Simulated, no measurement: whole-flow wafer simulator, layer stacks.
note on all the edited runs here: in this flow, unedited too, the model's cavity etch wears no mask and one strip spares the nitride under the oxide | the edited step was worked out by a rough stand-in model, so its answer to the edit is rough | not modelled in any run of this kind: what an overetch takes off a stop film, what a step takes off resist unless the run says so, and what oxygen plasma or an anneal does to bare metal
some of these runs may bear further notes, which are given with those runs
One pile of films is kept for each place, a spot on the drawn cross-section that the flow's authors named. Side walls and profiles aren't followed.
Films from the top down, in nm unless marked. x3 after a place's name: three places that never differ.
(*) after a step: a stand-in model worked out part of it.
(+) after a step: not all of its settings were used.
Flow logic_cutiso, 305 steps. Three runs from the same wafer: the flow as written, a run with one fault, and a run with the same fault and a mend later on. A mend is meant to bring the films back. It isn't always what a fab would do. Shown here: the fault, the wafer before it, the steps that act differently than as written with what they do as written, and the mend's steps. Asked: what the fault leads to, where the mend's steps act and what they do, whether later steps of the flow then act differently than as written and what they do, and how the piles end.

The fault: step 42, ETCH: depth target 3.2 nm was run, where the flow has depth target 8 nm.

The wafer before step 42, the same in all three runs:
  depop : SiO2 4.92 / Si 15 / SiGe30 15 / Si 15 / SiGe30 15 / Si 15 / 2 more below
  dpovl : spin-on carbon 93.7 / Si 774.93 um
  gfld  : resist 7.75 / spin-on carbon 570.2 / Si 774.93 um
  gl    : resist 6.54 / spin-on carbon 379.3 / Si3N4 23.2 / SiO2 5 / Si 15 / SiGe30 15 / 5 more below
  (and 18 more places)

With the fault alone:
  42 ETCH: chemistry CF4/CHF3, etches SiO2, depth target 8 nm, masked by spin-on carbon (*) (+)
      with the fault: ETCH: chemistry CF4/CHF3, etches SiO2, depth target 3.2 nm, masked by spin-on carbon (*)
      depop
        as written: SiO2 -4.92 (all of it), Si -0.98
        with the fault: SiO2 -3.2
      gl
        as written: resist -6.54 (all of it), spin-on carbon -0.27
        with the fault: resist -3.2
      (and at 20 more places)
  Later steps of the flow that act differently than as written (3 more steps differ only slightly, by at most 2% or 0.5 nm, whichever is larger, and aren't shown):
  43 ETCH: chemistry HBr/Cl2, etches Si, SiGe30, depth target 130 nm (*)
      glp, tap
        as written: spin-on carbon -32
        with the fault: resist -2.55 (all of it), spin-on carbon -28.4
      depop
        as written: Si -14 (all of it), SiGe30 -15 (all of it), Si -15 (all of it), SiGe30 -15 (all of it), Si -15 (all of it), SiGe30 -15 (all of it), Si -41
        with the fault: nothing
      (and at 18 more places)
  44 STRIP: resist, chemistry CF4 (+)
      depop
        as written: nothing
        with the fault: SiO2 -1.72 (all of it)
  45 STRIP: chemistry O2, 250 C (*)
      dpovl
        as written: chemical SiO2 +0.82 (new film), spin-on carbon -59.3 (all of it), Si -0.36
        with the fault: chemical SiO2 +0.82 (new film), spin-on carbon -60.6 (all of it), Si -0.36
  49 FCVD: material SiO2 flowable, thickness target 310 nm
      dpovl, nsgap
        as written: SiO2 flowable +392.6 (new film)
        with the fault: SiO2 flowable +406.3 (new film)
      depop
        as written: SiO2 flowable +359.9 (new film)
        with the fault: SiO2 flowable +242.6 (new film)
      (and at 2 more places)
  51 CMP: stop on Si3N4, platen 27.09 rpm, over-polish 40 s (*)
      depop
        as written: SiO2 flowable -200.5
        with the fault: SiO2 flowable -214.1
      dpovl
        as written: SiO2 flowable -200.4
        with the fault: SiO2 flowable -214
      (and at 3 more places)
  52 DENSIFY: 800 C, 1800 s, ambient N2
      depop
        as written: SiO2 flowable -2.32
        with the fault: SiO2 flowable -0.24
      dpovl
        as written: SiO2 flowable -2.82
        with the fault: SiO2 flowable -2.27
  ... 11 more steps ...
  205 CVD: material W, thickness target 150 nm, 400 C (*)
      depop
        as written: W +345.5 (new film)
        with the fault: W +254.2 (new film)
  At the end the piles differ from the flow's by more than 2% or 0.5 nm, whichever is larger, at depop.
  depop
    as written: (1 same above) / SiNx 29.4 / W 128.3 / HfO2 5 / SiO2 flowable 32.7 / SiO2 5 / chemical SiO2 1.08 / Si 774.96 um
    with the fault: (1 same above) / SiNx 29.4 / W 37 / HfO2 5 / chemical SiO2 0.72 / Si 12.4 / chemical SiO2 0.8 / HfO2 5 / TiN 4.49 / HfO2 5 / chemical SiO2 0.8 / Si 13.9 / chemical SiO2 0.8 / HfO2 5 / TiN 4.49 / HfO2 5 / chemical SiO2 0.8 / Si 13.9 / chemical SiO2 0.8 / HfO2 5 / TiN 4.49 / HfO2 5 / chemical SiO2 0.8 / Si 775 um

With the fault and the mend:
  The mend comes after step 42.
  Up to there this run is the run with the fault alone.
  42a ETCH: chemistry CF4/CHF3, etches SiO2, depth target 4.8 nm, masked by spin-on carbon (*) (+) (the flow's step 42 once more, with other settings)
      gfld, gxf, gxn, gxp, isow, lnri, rsdn, rsdw
        resist -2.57
      gl, iso, lnr, ns, nsgap, rsdx
        resist -2.58
      glp, tap
        resist -2.55 (all of it)
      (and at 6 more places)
  Later steps of the flow that act differently than as written (6 more steps differ only slightly, by at most 2% or 0.5 nm, whichever is larger, and aren't shown):
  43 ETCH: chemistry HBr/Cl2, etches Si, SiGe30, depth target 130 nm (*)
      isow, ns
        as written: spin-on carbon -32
        with the mend: resist -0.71 (all of it), spin-on carbon -31
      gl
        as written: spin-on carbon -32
        with the mend: resist -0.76 (all of it), spin-on carbon -30.9
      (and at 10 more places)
  At the end the piles differ from the flow's only slightly at the places that both follow, by at most 2% or 0.5 nm, whichever is larger.
